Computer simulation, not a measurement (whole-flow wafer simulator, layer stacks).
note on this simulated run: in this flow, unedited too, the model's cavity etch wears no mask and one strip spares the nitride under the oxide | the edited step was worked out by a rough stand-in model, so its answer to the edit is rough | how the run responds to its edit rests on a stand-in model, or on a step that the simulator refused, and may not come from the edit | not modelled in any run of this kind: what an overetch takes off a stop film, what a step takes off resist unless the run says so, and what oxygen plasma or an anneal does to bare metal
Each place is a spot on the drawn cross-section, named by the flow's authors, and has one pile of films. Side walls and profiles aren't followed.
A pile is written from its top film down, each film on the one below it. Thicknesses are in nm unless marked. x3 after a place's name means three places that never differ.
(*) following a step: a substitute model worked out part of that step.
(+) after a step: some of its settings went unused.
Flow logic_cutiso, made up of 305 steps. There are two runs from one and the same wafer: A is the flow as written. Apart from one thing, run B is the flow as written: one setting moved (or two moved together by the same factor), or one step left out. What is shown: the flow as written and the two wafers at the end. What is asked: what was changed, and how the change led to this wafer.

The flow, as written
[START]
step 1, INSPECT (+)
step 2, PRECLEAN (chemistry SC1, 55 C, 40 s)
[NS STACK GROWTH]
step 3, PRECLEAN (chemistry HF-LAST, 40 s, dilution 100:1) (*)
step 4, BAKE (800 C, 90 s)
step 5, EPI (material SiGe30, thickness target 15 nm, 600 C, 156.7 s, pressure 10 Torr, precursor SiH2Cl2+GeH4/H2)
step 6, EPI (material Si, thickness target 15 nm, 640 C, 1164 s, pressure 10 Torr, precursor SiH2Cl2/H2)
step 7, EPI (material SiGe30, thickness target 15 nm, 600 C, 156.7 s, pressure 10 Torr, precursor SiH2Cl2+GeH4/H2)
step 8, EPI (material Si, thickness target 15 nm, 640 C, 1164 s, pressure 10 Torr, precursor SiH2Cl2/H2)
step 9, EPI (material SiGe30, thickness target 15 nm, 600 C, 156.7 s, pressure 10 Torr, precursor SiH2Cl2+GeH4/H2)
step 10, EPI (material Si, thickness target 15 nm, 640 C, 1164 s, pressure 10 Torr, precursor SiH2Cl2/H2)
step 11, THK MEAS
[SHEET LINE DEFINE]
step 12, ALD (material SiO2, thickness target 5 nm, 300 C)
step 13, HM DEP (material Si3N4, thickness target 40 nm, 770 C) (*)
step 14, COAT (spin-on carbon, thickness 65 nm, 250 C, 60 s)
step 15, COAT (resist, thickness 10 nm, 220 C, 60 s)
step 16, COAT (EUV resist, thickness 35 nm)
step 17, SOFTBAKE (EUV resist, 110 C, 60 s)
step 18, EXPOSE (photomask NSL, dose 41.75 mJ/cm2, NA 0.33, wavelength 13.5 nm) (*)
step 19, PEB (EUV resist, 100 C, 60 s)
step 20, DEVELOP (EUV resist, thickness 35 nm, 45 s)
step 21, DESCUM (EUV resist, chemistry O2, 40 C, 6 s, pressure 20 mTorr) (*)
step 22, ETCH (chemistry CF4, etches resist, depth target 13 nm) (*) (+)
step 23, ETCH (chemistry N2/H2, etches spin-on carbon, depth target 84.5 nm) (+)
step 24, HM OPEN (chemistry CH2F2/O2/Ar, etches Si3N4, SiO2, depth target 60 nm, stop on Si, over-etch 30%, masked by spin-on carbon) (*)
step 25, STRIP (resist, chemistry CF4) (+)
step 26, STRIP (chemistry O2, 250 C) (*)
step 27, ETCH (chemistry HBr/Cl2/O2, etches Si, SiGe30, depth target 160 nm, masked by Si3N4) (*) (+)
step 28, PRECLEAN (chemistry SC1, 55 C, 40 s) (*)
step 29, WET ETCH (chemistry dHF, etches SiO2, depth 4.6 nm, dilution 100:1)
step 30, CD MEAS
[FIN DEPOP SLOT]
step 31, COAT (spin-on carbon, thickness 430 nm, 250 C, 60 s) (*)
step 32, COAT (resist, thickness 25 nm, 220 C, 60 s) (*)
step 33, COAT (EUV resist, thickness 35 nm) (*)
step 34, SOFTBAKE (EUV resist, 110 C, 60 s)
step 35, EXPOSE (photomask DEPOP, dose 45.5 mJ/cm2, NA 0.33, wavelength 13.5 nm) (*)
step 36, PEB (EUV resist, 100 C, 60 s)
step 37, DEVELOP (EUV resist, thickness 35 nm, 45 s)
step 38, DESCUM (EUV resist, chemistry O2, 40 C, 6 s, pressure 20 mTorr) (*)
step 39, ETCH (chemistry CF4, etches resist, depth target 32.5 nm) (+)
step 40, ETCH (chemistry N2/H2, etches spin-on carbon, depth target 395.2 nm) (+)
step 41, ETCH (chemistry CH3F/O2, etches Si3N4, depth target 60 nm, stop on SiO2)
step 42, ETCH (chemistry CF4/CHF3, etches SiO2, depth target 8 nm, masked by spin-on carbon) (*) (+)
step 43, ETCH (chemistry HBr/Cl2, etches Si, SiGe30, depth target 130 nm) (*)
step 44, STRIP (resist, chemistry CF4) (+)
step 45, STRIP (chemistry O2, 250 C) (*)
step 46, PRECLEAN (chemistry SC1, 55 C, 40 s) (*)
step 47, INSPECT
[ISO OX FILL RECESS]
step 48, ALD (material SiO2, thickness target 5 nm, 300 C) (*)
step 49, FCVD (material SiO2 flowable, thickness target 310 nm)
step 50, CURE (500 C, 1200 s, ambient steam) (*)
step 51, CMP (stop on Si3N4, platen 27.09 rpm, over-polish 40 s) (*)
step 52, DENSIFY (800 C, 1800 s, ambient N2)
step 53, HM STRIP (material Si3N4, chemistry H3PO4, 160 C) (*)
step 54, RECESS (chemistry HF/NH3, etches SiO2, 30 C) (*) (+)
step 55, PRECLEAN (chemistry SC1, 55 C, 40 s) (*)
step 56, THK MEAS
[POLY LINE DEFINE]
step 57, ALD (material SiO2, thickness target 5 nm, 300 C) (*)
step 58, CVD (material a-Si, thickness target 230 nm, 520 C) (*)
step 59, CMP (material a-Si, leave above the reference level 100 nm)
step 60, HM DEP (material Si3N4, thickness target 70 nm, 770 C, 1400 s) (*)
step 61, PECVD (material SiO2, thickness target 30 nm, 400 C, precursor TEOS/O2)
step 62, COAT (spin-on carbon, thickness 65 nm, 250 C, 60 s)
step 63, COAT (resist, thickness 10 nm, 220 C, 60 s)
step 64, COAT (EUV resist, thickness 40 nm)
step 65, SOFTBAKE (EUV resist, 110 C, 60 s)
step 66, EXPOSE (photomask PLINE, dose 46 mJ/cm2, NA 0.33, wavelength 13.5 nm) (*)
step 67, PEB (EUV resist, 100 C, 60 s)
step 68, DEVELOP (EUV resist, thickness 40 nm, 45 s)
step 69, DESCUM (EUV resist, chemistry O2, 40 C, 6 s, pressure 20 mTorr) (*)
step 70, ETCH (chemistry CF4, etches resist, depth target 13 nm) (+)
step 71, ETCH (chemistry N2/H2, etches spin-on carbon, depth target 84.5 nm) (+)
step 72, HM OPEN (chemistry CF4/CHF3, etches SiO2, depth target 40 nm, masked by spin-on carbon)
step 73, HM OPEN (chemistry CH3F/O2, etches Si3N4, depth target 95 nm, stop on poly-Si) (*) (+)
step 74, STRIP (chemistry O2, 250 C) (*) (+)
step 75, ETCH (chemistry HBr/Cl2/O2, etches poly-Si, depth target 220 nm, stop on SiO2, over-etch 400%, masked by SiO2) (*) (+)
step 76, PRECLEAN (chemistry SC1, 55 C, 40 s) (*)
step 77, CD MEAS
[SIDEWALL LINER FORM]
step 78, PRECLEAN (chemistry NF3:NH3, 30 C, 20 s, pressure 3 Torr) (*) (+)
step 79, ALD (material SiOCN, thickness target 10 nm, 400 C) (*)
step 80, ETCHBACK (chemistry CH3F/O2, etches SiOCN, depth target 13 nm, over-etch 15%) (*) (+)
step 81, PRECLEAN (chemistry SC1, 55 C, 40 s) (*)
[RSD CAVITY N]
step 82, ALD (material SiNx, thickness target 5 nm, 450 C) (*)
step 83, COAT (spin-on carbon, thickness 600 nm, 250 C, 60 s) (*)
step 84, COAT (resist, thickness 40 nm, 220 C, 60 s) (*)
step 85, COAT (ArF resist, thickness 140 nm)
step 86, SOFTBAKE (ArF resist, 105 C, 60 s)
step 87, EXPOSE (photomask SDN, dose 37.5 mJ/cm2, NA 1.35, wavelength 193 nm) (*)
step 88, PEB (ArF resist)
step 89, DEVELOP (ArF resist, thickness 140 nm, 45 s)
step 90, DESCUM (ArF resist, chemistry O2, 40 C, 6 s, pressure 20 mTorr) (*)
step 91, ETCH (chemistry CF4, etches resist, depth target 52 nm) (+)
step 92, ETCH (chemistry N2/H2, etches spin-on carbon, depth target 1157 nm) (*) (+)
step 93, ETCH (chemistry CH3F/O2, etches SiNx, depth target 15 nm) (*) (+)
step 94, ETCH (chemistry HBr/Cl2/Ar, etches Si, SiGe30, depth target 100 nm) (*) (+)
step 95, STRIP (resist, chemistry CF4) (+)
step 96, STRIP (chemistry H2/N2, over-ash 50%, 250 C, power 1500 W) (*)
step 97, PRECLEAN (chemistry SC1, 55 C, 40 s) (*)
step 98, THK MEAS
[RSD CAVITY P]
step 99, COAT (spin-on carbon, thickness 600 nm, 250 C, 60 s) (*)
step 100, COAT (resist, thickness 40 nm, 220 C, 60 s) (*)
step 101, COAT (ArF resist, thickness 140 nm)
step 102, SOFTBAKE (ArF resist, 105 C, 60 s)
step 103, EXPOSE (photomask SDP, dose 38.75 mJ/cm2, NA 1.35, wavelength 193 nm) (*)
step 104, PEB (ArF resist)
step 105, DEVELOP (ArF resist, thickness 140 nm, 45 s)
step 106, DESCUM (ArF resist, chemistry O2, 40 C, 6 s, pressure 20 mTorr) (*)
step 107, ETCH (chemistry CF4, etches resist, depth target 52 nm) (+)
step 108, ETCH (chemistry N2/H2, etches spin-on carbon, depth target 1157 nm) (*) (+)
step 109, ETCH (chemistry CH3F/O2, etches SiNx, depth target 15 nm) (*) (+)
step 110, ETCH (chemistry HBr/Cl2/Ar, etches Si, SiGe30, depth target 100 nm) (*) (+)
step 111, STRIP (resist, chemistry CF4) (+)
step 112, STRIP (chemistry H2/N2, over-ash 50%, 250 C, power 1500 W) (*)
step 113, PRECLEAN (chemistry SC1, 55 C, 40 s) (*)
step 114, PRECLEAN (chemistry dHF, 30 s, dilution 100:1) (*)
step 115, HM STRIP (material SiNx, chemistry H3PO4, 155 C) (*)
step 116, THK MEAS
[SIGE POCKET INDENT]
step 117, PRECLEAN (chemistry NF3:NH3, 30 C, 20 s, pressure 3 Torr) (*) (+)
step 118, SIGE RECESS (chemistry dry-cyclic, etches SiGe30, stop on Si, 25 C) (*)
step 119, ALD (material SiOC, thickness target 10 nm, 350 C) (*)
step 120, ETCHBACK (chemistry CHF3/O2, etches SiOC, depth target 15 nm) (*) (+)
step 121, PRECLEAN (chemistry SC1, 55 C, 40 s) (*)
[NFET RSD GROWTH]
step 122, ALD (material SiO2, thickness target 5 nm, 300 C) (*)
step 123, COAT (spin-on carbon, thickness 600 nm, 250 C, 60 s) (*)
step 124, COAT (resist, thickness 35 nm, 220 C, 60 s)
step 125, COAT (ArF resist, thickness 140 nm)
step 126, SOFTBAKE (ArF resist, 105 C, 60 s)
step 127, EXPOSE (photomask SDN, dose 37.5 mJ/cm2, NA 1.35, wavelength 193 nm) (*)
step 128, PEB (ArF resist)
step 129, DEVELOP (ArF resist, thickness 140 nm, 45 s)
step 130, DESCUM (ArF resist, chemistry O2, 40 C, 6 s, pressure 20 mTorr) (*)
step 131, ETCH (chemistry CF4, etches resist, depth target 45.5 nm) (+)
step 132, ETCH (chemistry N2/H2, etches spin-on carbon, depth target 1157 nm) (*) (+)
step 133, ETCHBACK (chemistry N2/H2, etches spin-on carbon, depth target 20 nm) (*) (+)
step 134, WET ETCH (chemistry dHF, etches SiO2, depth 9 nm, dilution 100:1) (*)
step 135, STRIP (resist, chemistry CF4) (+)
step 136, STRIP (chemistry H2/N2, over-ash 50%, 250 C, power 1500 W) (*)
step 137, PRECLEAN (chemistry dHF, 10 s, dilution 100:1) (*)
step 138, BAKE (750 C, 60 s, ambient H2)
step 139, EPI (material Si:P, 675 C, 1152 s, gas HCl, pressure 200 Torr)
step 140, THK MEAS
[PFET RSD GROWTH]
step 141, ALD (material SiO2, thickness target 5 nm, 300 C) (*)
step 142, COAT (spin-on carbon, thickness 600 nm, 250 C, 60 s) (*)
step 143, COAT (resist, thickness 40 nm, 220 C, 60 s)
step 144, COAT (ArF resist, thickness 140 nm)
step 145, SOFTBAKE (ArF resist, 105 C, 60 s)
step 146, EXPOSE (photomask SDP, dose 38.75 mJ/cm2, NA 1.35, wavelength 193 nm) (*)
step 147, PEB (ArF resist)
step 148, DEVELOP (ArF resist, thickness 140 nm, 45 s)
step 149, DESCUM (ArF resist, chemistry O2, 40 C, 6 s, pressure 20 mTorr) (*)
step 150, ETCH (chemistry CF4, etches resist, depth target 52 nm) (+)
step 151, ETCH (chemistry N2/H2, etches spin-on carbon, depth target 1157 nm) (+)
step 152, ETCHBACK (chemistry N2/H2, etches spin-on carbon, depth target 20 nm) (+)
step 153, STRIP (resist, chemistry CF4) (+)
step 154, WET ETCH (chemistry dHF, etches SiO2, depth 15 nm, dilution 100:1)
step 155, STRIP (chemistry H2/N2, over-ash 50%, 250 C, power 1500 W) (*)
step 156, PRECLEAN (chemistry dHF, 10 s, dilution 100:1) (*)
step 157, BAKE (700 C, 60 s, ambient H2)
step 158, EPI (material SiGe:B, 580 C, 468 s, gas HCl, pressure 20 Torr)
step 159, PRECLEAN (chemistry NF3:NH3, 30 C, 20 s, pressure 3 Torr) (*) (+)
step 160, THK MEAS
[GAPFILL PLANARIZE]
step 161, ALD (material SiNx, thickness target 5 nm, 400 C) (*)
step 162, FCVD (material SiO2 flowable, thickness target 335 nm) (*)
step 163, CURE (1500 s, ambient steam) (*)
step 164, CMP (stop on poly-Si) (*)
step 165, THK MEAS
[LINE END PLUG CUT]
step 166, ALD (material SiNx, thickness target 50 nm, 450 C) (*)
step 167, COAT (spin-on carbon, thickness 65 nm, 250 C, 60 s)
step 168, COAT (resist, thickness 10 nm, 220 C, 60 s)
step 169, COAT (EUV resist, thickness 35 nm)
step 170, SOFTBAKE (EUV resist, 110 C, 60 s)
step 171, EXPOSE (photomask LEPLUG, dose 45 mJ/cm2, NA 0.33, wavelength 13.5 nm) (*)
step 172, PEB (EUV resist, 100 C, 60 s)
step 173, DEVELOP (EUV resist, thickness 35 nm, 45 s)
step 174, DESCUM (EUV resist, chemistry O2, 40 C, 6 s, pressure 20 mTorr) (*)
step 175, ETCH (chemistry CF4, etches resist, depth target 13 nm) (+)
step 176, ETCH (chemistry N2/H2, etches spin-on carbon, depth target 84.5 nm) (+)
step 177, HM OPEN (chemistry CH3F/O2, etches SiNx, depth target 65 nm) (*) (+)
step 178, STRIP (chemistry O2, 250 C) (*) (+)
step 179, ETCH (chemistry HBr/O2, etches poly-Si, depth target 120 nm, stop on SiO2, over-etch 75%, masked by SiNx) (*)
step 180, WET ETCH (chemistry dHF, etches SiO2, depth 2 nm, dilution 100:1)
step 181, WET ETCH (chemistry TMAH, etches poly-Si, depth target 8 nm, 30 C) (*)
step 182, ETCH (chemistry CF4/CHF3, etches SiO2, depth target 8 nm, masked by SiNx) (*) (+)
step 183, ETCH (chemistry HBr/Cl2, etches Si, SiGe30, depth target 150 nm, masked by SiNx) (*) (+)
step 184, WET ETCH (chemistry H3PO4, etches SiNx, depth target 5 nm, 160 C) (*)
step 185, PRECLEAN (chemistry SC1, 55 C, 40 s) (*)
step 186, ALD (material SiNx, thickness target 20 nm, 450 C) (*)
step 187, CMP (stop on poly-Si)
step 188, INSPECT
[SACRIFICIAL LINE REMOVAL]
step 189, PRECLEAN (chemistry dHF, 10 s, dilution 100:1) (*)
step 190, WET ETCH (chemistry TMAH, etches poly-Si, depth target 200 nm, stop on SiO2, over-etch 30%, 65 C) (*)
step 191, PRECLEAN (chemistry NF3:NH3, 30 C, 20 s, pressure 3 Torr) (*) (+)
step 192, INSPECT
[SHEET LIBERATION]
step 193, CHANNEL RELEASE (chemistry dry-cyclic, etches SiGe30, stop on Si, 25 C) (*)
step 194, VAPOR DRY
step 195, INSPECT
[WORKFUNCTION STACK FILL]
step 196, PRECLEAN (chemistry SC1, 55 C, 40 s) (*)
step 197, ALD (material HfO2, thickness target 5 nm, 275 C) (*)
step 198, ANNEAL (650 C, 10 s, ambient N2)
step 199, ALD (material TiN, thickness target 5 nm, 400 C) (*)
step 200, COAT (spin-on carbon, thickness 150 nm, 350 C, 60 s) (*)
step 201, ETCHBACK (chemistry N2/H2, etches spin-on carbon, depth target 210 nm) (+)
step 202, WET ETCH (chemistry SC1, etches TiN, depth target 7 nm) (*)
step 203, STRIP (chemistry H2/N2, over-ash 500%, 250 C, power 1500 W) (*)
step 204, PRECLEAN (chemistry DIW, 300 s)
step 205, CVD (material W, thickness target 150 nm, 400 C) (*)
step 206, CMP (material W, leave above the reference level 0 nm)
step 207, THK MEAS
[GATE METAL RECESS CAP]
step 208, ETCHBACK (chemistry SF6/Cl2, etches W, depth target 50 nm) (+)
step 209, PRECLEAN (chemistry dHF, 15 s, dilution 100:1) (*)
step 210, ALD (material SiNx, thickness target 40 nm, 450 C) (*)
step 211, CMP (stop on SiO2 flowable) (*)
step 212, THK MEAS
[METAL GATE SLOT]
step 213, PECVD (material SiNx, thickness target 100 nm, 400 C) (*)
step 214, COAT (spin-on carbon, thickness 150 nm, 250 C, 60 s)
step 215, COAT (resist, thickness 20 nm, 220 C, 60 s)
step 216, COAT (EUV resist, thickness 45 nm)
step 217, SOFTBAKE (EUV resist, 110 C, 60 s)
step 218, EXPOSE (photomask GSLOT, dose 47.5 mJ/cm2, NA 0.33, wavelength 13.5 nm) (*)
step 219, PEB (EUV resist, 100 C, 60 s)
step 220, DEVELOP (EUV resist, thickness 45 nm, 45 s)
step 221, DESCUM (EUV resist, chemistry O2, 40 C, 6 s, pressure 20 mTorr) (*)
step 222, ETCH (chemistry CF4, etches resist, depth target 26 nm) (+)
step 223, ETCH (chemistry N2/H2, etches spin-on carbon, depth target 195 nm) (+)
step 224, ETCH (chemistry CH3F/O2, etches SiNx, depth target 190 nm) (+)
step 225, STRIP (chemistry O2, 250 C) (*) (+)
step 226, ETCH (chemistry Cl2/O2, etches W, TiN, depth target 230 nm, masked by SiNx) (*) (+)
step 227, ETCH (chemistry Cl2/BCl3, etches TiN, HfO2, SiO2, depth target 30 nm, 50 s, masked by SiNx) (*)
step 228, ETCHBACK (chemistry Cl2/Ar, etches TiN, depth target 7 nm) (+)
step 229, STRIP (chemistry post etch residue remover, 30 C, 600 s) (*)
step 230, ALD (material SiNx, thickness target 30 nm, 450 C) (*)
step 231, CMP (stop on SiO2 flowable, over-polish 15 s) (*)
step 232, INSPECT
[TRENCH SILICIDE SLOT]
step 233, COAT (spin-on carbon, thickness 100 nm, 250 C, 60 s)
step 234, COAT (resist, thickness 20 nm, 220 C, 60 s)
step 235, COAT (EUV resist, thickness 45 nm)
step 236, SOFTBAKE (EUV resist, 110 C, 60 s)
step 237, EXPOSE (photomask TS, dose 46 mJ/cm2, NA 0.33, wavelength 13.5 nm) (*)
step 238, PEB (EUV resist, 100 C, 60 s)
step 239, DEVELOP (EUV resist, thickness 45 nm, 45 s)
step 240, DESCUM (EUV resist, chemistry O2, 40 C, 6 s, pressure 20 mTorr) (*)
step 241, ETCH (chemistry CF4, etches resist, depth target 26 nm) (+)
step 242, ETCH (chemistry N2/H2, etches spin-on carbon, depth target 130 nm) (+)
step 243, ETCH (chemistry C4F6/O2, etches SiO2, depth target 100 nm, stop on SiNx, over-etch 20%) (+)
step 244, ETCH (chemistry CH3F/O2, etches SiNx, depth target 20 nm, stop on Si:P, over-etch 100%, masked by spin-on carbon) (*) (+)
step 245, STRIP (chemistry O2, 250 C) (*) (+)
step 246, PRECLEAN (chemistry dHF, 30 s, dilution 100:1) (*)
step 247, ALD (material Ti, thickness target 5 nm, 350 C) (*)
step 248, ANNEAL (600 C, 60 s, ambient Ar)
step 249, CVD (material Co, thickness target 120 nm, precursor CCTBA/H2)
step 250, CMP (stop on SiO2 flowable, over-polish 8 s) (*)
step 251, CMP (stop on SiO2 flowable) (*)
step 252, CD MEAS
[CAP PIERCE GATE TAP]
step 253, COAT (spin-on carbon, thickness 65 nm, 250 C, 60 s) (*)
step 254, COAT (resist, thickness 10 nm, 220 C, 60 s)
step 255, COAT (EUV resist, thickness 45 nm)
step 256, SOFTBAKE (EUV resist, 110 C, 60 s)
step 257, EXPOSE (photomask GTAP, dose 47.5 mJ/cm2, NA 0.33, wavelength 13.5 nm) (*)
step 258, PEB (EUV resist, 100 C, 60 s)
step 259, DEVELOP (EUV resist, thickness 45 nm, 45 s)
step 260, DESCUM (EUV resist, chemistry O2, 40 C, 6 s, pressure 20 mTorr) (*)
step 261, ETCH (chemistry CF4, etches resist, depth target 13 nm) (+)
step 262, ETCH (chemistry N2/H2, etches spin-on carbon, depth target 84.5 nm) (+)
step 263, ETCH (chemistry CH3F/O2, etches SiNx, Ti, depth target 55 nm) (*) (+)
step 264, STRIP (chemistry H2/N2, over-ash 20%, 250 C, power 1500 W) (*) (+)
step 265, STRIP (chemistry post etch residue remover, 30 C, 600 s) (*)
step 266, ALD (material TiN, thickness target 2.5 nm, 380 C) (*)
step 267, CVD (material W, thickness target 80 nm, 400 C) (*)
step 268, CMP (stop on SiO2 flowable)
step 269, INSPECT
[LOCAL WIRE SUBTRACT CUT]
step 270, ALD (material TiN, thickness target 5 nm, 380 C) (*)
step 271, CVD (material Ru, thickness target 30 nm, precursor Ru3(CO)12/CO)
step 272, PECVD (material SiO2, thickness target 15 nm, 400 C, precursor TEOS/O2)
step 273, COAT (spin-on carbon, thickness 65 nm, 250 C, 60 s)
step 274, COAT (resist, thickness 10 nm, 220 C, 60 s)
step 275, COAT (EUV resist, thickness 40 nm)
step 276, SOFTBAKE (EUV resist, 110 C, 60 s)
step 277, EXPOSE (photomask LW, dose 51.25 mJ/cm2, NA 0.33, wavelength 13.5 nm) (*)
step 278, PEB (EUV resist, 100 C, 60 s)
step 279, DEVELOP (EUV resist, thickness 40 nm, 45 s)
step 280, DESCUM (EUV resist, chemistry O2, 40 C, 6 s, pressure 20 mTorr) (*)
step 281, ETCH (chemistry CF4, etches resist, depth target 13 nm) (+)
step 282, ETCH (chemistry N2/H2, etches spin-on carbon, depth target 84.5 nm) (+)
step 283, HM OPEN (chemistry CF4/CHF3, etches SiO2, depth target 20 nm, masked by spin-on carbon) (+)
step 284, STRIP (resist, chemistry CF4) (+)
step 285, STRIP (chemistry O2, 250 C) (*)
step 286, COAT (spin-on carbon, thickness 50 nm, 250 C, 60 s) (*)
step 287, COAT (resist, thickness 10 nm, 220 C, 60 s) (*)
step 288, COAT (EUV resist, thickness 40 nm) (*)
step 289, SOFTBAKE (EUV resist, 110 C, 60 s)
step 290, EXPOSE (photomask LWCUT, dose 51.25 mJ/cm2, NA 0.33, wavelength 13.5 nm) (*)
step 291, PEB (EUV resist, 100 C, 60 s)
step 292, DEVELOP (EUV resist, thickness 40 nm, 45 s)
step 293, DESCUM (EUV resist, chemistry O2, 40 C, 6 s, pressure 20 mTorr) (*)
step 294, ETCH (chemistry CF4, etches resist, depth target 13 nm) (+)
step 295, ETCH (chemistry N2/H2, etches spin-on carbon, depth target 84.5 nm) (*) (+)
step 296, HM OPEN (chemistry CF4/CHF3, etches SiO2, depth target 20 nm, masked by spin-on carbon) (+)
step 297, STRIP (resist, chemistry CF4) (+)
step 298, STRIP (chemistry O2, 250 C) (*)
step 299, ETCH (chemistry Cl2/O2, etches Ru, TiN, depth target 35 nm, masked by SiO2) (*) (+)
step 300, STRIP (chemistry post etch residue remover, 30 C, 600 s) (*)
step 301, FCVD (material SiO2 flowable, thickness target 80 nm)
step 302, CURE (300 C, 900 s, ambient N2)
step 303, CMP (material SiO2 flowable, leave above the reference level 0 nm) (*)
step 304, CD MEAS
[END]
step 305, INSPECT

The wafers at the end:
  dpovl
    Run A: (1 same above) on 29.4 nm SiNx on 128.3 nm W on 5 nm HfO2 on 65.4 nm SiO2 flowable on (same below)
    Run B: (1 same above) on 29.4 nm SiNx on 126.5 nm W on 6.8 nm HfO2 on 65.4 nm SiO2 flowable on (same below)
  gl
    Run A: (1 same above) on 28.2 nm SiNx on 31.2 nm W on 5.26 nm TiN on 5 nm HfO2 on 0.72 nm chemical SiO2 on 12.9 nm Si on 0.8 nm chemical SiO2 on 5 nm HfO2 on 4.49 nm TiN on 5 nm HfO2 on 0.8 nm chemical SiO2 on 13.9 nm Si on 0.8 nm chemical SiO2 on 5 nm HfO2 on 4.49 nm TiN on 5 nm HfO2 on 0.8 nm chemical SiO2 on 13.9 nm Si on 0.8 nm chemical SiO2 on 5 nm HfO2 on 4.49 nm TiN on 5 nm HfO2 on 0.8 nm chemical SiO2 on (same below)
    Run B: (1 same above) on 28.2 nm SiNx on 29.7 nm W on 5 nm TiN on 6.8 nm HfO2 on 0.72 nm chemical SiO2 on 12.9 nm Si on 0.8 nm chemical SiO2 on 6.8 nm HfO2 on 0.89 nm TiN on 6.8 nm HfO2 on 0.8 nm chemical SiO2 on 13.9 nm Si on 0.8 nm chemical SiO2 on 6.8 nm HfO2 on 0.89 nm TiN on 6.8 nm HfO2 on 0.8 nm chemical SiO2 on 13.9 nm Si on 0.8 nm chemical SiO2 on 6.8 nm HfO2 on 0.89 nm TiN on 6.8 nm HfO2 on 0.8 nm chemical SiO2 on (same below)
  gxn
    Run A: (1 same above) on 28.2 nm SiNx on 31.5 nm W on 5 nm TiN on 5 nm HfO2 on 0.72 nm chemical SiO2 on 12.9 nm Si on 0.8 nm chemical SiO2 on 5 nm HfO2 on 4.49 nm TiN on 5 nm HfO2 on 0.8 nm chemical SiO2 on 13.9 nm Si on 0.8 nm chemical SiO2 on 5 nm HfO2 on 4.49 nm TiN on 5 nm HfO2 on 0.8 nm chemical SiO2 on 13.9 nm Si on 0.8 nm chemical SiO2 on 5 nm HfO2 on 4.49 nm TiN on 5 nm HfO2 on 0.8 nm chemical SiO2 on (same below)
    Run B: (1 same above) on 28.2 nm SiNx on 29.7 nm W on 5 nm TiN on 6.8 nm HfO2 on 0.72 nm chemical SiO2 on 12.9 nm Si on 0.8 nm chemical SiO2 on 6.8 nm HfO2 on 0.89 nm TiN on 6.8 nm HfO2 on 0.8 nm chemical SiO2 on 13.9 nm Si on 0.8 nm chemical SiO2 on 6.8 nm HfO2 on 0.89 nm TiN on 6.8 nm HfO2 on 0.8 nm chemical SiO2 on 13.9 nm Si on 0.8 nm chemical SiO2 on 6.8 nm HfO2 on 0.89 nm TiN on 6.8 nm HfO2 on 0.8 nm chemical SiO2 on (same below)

The reason: step 197, ALD: thickness target 6.8 nm was run, though the flow has thickness target 5 nm.
The wafer itself shows it: dpovl has HfO2 6.8, and step 197 as written asks for 5 nm.

The path from the change to this, step by step:
  step 197, ALD (material HfO2, thickness target 5 nm, 275 C) (*)
      depop, dpovl, gfld and 12 more: A +5 HfO2 (new film) | B +6.8 HfO2 (new film)
      gl, glp, gxn, gxp, ns, tap: A +5 HfO2 (new film), +5 HfO2 (new film), -10 cavity, +5 HfO2 (new film), +5 HfO2 (new film), -10 cavity, +5 HfO2 (new film), +5 HfO2 (new film), -10 cavity, +5 HfO2 (new film) | B +6.8 HfO2 (new film), +6.8 HfO2 (new film), -13.6 cavity, +6.8 HfO2 (new film), +6.8 HfO2 (new film), -13.6 cavity, +6.8 HfO2 (new film), +6.8 HfO2 (new film), -13.6 cavity, +6.8 HfO2 (new film)
      (and at 1 other place as well)
  step 199, ALD (material TiN, thickness target 5 nm, 400 C) (*)
      gl, glp, tap: A +5.26 TiN (new film), +4.49 TiN (new film), -4.49 cavity (all of it), +4.49 TiN (new film), -4.49 cavity (all of it), +4.49 TiN (new film), -4.49 cavity (all of it) | B +5 TiN (new film), +0.89 TiN (new film), -0.89 cavity (all of it), +0.89 TiN (new film), -0.89 cavity (all of it), +0.89 TiN (new film), -0.89 cavity (all of it)
      gxn, gxp, ns: A +5 TiN (new film), +4.49 TiN (new film), -4.49 cavity (all of it), +4.49 TiN (new film), -4.49 cavity (all of it), +4.49 TiN (new film), -4.49 cavity (all of it) | B +5 TiN (new film), +0.89 TiN (new film), -0.89 cavity (all of it), +0.89 TiN (new film), -0.89 cavity (all of it), +0.89 TiN (new film), -0.89 cavity (all of it)
      (and at 2 other places as well)
  step 200, COAT (spin-on carbon, thickness 150 nm, 350 C, 60 s) (*)
      gxn, gxp: A +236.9 spin-on carbon (new film) | B +241.8 spin-on carbon (new film)
      lnr, lnrp: A +133.9 spin-on carbon (new film) | B +138.6 spin-on carbon (new film)
      (and at 15 other places as well)
  step 201, ETCHBACK (chemistry N2/H2, etches spin-on carbon, depth target 210 nm) (+)
      lnr, lnrp: A -133.9 spin-on carbon (all of it) | B -138.6 spin-on carbon (all of it)
      rsdn, rsdw: A -145.8 spin-on carbon (all of it) | B -150.5 spin-on carbon (all of it)
      (and at 8 other places as well)
  step 203, STRIP (chemistry H2/N2, over-ash 500%, 250 C, power 1500 W) (*)
      gl, glp: A -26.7 spin-on carbon (all of it) | B -31.8 spin-on carbon (all of it)
      gxn, gxp: A -26.8 spin-on carbon (all of it) | B -31.7 spin-on carbon (all of it)
      (and at 3 other places as well)
  step 205, CVD (material W, thickness target 150 nm, 400 C) (*)
      gxf: A +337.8 W (new film) | B +248.7 W (new film)
  step 206, CMP (material W, leave above the reference level 0 nm)
      lnr, lnri, lnrp, lnrt: A -150 W (all of it), -5 HfO2 (all of it), -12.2 SiOCN | B -150 W (all of it), -6.8 HfO2 (all of it), -12.2 SiOCN
      rsdn, rsdp, rsdw, rsdx: A -162.2 W (all of it), -5 HfO2 (all of it) | B -162.2 W (all of it), -6.8 HfO2 (all of it)
      (and at 2 other places as well)
  step 226, ETCH (chemistry Cl2/O2, etches W, TiN, depth target 230 nm, masked by SiNx) (*) (+)
      gfld: A -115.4 W (all of it), -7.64 TiN (all of it), -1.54 HfO2 | B -115.4 W (all of it), -5.84 TiN (all of it), -1.52 HfO2
  step 227, ETCH (chemistry Cl2/BCl3, etches TiN, HfO2, SiO2, depth target 30 nm, 50 s, masked by SiNx) (*)
      gfld: A -3.46 HfO2 (all of it), -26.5 SiO2 flowable | B -5.28 HfO2 (all of it), -24.7 SiO2 flowable
